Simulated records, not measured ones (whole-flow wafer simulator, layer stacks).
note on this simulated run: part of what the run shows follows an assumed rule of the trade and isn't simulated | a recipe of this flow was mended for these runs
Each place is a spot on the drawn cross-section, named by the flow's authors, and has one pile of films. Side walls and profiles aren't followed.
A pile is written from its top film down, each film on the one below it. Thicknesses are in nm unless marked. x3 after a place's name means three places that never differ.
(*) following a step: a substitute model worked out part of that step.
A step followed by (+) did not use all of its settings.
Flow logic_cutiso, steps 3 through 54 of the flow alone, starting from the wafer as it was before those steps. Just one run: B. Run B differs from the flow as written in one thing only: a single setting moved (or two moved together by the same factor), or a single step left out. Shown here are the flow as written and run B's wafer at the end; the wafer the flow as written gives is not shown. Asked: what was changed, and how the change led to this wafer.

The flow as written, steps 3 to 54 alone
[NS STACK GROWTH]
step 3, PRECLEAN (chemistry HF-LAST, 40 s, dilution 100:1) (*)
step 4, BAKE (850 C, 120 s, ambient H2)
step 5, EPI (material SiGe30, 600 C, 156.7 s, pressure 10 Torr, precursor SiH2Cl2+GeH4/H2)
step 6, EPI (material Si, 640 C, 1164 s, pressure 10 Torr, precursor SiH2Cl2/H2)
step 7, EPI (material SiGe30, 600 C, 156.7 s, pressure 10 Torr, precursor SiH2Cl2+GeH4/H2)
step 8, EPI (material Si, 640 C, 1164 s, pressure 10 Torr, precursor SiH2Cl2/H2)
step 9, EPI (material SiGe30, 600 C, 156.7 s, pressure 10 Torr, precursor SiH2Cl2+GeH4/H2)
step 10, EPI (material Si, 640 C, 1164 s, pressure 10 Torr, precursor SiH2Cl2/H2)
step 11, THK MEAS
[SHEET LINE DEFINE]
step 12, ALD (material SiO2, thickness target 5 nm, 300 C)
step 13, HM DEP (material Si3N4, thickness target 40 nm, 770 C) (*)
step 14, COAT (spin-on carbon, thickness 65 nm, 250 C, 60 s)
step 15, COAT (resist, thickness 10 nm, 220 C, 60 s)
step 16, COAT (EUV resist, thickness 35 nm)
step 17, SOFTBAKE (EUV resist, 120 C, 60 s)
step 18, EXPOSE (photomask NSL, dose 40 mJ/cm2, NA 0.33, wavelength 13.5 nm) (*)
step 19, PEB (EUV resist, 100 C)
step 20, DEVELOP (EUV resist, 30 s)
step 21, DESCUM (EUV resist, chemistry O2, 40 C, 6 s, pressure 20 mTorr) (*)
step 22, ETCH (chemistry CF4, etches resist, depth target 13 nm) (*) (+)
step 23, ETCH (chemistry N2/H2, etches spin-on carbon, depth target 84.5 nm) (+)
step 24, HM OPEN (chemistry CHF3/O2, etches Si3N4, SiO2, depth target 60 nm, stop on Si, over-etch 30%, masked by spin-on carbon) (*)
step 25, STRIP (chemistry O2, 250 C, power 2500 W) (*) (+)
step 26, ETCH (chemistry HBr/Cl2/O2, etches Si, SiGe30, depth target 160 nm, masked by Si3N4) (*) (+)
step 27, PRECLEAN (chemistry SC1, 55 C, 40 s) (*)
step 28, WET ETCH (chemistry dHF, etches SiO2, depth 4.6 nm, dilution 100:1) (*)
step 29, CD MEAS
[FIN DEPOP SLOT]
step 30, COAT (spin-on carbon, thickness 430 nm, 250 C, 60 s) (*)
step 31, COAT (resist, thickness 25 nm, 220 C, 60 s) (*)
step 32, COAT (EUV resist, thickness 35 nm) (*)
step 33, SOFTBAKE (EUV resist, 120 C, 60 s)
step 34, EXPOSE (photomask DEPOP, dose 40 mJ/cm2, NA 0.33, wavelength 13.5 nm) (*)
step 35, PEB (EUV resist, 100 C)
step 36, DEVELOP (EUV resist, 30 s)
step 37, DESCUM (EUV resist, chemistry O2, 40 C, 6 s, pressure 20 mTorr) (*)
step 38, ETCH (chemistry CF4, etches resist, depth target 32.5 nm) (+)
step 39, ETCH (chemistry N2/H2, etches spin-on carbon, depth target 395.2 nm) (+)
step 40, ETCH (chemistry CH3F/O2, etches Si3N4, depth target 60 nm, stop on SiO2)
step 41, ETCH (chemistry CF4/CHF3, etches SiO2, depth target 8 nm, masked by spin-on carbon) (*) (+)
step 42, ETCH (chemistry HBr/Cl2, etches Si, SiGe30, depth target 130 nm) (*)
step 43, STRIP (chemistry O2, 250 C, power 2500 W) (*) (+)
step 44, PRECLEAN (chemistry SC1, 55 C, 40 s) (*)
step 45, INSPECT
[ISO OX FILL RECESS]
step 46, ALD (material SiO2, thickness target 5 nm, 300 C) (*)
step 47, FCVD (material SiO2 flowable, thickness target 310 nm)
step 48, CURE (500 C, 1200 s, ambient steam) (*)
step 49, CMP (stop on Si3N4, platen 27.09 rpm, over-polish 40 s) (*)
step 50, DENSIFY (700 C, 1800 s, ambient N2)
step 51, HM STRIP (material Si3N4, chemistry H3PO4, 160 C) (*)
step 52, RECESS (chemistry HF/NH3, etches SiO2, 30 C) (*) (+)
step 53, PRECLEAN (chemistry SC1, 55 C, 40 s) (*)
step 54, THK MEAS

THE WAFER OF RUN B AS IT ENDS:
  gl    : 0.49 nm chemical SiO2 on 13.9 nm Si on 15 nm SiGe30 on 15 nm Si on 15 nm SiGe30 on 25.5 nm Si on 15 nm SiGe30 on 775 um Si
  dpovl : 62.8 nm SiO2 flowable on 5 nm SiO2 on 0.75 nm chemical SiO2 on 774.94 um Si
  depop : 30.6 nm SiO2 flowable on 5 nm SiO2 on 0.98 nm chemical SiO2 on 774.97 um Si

What caused this: step 6, EPI: 652 C was run, though the flow has 640 C.

How this came from the change, step by step:
  step 6, EPI (material Si, 640 C, 1164 s, pressure 10 Torr, precursor SiH2Cl2/H2)
      depop, dpovl, gfld and 19 more: +25.5 Si (new film) (in the flow as written it would be: +15 Si (new film))
  step 26, ETCH (chemistry HBr/Cl2/O2, etches Si, SiGe30, depth target 160 nm, masked by Si3N4) (*) (+)
      dpovl, gfld, gxf, iso, isow, lnri, nsgap: -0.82 chemical SiO2 (all of it), -12 Si (all of it), -15 SiGe30 (all of it), -15 Si (all of it), -15 SiGe30 (all of it), -25.5 Si (all of it), -15 SiGe30 (all of it), -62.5 Si (in the flow as written it would be: -0.82 chemical SiO2 (all of it), -12 Si (all of it), -15 SiGe30 (all of it), -15 Si (all of it), -15 SiGe30 (all of it), -15 Si (all of it), -15 SiGe30 (all of it), -73 Si)
  step 42, ETCH (chemistry HBr/Cl2, etches Si, SiGe30, depth target 130 nm) (*)
      depop: -13.8 Si (all of it), -15 SiGe30 (all of it), -15 Si (all of it), -15 SiGe30 (all of it), -25.5 Si (all of it), -15 SiGe30 (all of it), -30.7 Si (in the flow as written it would be: -13.8 Si (all of it), -15 SiGe30 (all of it), -15 Si (all of it), -15 SiGe30 (all of it), -15 Si (all of it), -15 SiGe30 (all of it), -41.2 Si)
